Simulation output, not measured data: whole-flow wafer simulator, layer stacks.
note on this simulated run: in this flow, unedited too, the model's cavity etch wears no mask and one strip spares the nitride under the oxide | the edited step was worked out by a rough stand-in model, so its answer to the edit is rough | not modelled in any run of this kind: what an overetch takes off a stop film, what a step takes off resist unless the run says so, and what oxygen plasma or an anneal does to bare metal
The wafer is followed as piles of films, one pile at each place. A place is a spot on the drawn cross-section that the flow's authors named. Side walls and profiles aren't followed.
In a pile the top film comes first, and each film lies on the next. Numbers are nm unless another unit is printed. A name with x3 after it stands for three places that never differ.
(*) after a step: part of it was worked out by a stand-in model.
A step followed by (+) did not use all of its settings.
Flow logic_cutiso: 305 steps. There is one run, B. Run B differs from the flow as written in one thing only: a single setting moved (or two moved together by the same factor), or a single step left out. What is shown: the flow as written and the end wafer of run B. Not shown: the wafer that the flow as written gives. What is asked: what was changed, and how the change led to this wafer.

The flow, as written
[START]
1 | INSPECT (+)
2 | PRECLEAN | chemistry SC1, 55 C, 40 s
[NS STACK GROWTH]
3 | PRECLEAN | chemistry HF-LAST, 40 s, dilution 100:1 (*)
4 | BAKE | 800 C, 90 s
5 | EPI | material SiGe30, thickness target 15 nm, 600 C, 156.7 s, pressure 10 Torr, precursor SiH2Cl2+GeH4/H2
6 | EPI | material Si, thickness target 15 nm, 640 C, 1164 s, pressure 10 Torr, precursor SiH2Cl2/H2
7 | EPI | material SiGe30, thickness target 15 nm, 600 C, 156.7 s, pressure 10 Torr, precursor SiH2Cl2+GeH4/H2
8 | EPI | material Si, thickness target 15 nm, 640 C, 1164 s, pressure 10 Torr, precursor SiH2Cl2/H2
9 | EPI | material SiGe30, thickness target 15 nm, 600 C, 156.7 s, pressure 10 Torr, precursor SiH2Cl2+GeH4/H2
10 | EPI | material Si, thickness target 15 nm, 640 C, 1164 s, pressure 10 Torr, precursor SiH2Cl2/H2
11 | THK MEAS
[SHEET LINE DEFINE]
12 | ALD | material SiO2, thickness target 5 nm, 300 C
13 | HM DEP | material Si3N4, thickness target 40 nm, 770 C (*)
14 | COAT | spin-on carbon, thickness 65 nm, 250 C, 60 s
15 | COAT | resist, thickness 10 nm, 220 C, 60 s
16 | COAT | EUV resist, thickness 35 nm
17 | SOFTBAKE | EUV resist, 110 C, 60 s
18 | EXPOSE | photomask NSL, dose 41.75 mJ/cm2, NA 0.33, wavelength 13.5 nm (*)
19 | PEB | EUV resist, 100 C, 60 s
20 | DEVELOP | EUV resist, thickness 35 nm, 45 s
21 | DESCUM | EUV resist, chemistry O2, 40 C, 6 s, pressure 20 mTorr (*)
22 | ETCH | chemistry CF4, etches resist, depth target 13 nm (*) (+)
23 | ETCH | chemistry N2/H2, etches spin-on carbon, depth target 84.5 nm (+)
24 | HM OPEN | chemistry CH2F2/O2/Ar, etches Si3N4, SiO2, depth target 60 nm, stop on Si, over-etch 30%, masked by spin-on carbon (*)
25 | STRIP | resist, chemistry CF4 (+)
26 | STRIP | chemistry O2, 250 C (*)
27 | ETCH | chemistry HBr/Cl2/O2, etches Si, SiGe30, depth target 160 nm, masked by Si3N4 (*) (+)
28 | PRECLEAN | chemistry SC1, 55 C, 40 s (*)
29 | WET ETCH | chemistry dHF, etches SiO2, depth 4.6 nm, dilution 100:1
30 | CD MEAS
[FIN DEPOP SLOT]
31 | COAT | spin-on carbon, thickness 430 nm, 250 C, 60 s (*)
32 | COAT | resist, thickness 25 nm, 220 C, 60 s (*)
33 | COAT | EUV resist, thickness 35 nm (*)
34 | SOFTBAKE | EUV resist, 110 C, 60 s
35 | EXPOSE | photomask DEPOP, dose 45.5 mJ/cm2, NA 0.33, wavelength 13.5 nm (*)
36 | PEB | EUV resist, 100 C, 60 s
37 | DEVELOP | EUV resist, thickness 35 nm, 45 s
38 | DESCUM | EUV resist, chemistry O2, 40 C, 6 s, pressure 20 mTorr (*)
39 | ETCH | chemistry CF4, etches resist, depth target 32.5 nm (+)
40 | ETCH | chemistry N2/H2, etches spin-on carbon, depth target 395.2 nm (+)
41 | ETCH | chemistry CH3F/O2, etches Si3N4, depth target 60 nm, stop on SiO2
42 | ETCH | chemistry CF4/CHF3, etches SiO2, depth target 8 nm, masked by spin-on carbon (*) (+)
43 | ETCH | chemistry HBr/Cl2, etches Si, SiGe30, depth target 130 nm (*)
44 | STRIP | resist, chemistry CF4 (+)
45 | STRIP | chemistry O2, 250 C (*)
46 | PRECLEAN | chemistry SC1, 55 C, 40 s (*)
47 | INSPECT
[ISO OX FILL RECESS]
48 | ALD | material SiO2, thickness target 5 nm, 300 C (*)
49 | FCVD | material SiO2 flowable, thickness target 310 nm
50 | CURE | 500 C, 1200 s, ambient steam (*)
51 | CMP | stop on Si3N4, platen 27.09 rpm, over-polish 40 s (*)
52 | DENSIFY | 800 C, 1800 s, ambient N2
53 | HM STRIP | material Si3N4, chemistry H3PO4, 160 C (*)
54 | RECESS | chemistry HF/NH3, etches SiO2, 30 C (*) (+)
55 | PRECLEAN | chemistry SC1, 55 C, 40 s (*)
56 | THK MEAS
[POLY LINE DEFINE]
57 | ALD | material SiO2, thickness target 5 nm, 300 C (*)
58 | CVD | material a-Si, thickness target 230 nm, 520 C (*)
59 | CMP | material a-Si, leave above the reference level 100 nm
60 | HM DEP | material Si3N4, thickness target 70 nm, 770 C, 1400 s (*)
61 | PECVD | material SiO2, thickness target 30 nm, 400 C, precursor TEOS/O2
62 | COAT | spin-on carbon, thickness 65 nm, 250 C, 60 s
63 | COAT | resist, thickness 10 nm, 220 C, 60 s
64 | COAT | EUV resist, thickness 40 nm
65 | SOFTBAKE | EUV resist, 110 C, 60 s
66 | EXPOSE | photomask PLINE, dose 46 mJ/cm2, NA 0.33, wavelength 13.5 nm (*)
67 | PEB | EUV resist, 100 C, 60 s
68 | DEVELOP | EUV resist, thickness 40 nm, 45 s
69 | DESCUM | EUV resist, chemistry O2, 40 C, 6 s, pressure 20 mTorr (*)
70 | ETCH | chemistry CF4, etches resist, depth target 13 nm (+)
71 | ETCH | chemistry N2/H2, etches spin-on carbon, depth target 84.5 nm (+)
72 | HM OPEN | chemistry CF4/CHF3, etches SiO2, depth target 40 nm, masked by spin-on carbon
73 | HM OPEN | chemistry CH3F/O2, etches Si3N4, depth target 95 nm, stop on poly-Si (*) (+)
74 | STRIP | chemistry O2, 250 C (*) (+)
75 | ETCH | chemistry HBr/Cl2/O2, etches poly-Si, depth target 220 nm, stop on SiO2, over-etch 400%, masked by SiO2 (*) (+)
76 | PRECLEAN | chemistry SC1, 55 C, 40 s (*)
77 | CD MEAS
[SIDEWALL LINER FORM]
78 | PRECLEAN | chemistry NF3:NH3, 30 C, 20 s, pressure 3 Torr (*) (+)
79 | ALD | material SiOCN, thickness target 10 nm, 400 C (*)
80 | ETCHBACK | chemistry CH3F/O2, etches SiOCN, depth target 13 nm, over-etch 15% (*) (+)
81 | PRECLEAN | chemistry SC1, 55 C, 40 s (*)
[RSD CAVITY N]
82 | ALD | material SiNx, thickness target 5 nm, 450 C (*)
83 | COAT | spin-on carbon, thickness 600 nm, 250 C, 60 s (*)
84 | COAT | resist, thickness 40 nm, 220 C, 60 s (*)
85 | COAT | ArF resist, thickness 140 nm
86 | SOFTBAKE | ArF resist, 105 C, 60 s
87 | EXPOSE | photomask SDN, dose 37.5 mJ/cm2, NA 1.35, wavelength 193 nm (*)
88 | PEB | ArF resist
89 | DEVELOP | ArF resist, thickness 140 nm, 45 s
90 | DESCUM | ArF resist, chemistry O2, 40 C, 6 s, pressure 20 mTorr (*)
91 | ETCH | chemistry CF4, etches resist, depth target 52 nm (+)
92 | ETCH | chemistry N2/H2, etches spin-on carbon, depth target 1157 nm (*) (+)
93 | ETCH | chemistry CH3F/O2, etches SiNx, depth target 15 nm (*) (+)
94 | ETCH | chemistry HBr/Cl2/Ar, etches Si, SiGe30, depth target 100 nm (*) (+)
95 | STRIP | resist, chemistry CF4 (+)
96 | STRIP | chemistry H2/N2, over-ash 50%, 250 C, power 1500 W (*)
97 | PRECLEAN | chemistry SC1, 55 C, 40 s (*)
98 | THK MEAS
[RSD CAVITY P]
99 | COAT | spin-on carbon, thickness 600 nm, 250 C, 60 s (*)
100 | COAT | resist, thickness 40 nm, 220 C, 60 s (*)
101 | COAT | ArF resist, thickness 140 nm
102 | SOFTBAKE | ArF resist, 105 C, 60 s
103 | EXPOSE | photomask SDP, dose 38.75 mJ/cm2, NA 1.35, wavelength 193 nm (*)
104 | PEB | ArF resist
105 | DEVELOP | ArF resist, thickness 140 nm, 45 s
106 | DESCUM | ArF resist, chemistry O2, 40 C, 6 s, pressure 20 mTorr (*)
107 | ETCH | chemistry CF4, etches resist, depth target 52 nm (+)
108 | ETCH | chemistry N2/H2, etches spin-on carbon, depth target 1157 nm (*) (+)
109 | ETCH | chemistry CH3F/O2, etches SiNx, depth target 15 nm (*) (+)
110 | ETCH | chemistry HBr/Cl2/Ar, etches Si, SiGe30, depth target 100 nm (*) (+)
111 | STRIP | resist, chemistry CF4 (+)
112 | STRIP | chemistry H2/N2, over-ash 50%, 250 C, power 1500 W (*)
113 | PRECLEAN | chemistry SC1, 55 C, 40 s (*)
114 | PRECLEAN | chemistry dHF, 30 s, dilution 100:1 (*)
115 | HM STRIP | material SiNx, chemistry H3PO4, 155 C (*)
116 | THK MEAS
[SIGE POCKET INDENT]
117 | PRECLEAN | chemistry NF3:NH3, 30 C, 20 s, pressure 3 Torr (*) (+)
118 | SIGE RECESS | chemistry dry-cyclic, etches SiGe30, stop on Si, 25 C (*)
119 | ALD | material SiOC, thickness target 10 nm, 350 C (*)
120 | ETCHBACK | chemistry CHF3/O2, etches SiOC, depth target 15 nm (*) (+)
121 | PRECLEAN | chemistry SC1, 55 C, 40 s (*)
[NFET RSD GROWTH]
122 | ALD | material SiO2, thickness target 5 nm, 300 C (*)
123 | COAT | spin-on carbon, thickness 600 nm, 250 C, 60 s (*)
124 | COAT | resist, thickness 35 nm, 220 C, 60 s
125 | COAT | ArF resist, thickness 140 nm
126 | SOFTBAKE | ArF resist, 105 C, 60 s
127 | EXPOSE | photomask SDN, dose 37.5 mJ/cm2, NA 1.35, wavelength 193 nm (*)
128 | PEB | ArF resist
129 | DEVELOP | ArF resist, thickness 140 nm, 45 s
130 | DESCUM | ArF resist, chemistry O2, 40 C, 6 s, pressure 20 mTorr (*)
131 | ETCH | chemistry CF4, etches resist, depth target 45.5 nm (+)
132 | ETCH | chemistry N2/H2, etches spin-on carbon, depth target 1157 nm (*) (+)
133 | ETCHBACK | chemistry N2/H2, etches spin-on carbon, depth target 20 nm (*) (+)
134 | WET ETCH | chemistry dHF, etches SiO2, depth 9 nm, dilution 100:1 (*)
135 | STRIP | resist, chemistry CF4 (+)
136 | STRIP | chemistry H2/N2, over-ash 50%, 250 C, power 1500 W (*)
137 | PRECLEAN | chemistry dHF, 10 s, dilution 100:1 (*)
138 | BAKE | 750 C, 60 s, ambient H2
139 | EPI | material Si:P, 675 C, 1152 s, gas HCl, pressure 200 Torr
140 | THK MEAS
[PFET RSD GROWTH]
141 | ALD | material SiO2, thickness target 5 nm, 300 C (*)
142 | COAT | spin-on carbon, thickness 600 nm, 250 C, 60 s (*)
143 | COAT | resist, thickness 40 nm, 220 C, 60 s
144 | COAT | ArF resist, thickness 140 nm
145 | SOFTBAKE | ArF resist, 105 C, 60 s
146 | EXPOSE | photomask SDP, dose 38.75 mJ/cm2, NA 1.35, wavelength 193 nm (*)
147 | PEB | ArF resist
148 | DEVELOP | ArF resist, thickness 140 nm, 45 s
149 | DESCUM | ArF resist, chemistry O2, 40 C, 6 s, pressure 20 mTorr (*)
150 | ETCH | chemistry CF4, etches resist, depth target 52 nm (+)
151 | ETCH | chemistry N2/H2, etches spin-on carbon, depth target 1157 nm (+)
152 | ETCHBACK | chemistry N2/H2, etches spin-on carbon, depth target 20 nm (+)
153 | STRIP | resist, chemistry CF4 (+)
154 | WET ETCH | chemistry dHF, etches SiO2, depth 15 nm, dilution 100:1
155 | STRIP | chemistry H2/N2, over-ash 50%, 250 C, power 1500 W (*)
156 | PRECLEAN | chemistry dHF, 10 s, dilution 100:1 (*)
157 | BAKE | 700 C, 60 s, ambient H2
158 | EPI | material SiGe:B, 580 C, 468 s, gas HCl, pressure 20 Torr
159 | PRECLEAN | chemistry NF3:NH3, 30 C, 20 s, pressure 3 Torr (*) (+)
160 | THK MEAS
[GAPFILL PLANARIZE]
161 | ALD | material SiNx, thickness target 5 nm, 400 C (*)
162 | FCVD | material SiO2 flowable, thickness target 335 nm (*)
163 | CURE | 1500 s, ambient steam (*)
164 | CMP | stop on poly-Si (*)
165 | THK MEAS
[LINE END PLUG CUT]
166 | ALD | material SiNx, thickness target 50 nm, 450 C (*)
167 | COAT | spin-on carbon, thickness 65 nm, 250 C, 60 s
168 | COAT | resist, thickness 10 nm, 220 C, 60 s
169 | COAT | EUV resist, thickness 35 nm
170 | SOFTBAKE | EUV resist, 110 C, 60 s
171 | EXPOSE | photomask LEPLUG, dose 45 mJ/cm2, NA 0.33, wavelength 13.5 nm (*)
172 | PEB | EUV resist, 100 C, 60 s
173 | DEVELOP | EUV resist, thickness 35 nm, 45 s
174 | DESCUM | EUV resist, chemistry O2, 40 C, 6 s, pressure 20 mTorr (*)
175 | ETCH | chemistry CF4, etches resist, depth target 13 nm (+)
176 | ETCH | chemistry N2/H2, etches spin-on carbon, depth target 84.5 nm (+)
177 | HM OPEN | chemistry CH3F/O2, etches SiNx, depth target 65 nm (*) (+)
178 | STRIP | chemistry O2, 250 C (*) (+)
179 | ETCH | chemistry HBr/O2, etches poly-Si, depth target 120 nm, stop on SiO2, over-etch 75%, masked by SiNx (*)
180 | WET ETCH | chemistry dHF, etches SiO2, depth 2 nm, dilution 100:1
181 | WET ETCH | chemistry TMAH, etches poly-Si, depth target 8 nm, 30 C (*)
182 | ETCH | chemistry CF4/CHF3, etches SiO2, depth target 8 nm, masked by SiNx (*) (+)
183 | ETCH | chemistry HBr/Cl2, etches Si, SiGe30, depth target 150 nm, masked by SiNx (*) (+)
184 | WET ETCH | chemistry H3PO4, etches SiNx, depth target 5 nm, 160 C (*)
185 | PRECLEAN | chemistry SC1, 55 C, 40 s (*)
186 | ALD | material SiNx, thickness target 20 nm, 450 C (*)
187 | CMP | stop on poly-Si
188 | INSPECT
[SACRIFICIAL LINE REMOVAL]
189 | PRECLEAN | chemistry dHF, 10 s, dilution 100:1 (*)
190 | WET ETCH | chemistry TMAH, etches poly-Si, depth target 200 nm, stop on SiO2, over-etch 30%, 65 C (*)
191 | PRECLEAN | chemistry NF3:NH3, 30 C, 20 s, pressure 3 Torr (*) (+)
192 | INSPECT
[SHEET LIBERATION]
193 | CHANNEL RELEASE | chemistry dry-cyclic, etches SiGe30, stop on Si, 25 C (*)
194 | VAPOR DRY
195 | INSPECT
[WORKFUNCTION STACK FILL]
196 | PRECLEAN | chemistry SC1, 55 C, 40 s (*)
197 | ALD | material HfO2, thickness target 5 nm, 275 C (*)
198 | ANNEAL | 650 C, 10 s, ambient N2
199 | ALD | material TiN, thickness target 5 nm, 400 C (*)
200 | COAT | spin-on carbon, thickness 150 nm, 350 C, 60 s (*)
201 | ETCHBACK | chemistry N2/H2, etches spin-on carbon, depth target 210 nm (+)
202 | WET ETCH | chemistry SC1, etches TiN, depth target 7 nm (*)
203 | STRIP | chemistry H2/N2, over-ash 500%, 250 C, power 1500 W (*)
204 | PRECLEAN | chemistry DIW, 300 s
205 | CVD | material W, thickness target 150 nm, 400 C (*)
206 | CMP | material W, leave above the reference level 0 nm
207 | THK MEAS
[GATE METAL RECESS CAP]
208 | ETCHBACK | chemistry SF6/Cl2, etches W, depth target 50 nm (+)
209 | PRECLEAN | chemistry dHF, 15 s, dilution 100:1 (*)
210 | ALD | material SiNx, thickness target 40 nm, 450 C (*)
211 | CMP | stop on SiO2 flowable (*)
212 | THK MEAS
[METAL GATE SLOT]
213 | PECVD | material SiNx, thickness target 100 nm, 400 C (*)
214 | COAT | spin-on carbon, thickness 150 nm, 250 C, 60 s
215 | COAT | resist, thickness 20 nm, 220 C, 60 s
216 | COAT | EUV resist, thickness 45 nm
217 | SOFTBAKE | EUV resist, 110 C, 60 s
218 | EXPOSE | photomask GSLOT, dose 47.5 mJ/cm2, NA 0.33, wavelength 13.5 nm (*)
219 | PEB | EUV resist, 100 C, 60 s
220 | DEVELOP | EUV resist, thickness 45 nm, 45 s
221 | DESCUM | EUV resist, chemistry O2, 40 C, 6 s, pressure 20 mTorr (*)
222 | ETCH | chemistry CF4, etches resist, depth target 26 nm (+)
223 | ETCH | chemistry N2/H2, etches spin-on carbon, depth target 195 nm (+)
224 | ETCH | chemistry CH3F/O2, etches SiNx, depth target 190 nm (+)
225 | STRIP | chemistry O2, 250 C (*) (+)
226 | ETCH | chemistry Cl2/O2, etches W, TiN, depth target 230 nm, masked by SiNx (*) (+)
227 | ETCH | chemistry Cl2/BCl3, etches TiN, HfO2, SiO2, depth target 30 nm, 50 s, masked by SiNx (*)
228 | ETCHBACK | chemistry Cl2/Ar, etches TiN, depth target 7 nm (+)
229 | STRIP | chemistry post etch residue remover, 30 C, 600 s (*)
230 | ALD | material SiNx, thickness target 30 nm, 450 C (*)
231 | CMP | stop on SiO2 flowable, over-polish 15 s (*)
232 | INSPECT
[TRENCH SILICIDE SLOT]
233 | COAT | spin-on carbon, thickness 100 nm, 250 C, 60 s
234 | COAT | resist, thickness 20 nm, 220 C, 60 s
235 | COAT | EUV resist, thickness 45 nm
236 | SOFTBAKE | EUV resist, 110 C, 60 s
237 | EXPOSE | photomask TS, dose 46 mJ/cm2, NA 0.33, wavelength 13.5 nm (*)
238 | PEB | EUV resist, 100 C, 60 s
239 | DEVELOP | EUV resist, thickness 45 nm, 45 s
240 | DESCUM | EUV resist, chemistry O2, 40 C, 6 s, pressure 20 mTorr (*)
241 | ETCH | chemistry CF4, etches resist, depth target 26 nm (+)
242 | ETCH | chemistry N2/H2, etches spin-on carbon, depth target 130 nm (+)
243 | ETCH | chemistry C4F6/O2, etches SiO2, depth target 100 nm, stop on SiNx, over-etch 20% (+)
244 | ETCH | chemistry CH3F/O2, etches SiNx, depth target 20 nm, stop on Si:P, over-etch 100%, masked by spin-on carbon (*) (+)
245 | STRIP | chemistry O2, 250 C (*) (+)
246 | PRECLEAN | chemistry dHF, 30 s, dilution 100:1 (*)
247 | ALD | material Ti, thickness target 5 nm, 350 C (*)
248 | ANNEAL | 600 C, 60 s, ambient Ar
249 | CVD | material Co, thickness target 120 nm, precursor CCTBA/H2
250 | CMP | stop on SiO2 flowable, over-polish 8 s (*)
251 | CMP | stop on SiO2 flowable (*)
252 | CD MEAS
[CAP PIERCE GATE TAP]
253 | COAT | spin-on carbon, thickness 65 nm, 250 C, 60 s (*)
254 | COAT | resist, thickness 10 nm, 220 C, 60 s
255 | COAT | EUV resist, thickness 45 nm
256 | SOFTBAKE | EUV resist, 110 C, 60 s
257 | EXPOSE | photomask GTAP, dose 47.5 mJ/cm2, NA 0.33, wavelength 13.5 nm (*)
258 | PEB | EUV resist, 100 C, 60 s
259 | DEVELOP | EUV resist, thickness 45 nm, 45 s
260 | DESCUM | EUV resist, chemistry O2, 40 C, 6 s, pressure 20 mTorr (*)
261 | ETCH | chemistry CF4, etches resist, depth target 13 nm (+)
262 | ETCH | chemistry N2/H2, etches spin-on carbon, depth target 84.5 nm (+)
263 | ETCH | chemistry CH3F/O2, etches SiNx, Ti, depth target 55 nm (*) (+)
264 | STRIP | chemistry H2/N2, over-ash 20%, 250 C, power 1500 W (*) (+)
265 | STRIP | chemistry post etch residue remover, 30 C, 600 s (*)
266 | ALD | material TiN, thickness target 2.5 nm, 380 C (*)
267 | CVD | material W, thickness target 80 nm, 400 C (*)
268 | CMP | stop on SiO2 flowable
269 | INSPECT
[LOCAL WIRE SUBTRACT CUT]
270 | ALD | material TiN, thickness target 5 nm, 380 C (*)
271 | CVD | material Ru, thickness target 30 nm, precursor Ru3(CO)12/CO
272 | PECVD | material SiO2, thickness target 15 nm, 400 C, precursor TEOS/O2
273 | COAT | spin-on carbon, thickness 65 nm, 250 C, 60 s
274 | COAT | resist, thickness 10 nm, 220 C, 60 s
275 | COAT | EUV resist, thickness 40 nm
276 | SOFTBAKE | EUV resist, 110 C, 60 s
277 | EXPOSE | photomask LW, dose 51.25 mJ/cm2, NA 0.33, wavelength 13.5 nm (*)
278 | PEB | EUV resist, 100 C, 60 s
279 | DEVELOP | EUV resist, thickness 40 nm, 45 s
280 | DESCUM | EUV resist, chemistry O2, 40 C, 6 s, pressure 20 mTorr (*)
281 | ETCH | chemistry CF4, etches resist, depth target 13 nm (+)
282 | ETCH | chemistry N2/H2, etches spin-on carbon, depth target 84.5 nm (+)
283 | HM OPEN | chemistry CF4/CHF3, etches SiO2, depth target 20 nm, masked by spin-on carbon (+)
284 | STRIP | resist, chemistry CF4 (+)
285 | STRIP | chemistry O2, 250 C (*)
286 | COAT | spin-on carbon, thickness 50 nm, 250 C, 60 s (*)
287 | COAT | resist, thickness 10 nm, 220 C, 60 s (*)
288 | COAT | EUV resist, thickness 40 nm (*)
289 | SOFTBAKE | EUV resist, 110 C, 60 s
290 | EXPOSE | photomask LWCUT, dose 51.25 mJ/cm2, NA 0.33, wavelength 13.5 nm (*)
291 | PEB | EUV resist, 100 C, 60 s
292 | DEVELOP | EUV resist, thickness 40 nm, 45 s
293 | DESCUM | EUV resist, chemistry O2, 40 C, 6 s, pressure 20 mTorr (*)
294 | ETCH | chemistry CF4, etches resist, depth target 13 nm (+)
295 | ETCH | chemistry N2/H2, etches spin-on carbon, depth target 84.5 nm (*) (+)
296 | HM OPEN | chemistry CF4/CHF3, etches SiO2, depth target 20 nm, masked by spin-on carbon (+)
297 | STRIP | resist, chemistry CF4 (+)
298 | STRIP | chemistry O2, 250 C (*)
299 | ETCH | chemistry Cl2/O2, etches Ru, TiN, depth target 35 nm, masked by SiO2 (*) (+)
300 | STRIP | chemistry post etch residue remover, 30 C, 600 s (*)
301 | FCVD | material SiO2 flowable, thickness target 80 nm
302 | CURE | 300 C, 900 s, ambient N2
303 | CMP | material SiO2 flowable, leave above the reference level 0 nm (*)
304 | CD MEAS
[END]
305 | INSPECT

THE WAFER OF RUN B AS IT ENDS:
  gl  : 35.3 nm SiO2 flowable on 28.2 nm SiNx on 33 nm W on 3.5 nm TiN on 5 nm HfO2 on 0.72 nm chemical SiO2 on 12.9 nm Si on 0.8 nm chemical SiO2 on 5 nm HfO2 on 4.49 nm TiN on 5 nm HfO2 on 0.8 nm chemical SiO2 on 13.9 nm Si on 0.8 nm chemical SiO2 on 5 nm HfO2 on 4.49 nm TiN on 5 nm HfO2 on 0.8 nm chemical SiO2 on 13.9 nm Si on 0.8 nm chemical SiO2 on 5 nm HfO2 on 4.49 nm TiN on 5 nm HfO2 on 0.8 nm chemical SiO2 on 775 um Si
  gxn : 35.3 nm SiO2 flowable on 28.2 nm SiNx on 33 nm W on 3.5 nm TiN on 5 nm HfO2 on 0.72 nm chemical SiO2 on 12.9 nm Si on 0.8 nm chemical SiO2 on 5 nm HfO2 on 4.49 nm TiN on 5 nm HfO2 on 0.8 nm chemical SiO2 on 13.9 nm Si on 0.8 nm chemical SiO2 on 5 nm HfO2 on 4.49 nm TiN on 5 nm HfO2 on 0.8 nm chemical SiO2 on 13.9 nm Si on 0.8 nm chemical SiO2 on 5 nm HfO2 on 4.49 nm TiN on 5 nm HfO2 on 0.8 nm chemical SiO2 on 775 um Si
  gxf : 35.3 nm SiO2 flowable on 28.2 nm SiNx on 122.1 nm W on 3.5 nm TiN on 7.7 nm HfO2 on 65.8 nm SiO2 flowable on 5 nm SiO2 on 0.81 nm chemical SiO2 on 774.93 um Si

The reason: step 199, ALD: thickness target 3.5 nm was run, though the flow has thickness target 5 nm.
One can read it off the wafer: gxn has TiN 3.5, and step 199 as written asks for 5 nm.

The path from the change to this, step by step:
  199 | ALD | material TiN, thickness target 5 nm, 400 C (*)
      depop, dpovl, gxf and 12 more: TiN gains 3.5 (new film) (in the flow as written it would be: TiN gains 5 (new film))
      gl, glp, tap: TiN gains 3.5 (new film), TiN gains 4.49 (new film), cavity loses 4.49 (all of it), TiN gains 4.49 (new film), cavity loses 4.49 (all of it), TiN gains 4.49 (new film), cavity loses 4.49 (all of it) (in the flow as written it would be: TiN gains 5.26 (new film), TiN gains 4.49 (new film), cavity loses 4.49 (all of it), TiN gains 4.49 (new film), cavity loses 4.49 (all of it), TiN gains 4.49 (new film), cavity loses 4.49 (all of it))
      (and at 4 other places as well)
  200 | COAT | spin-on carbon, thickness 150 nm, 350 C, 60 s (*)
      lnr, lnrp: spin-on carbon gains 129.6 (new film) (in the flow as written it would be: spin-on carbon gains 133.9 (new film))
      rsdn, rsdw: spin-on carbon gains 141.3 (new film) (in the flow as written it would be: spin-on carbon gains 145.8 (new film))
      (and at 7 other places as well)
  201 | ETCHBACK | chemistry N2/H2, etches spin-on carbon, depth target 210 nm (+)
      lnr, lnrp: spin-on carbon loses 129.6 (all of it) (in the flow as written it would be: spin-on carbon loses 133.9 (all of it))
      rsdn, rsdw: spin-on carbon loses 141.3 (all of it) (in the flow as written it would be: spin-on carbon loses 145.8 (all of it))
      (and at 7 other places as well)
  202 | WET ETCH | chemistry SC1, etches TiN, depth target 7 nm (*)
      depop, dpovl, iso and 12 more: TiN loses 3.5 (all of it) (in the flow as written it would be: TiN loses 5 (all of it))
  203 | STRIP | chemistry H2/N2, over-ash 500%, 250 C, power 1500 W (*)
      gl, glp: spin-on carbon loses 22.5 (all of it) (in the flow as written it would be: spin-on carbon loses 26.7 (all of it))
      gxn, gxp: spin-on carbon loses 22.1 (all of it) (in the flow as written it would be: spin-on carbon loses 26.8 (all of it))
      (and at 3 other places as well)
  226 | ETCH | chemistry Cl2/O2, etches W, TiN, depth target 230 nm, masked by SiNx (*) (+)
      gfld: W loses 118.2 (all of it), TiN loses 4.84 (all of it), HfO2 loses 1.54 (in the flow as written it would be: W loses 115.4 (all of it), TiN loses 7.64 (all of it), HfO2 loses 1.54)
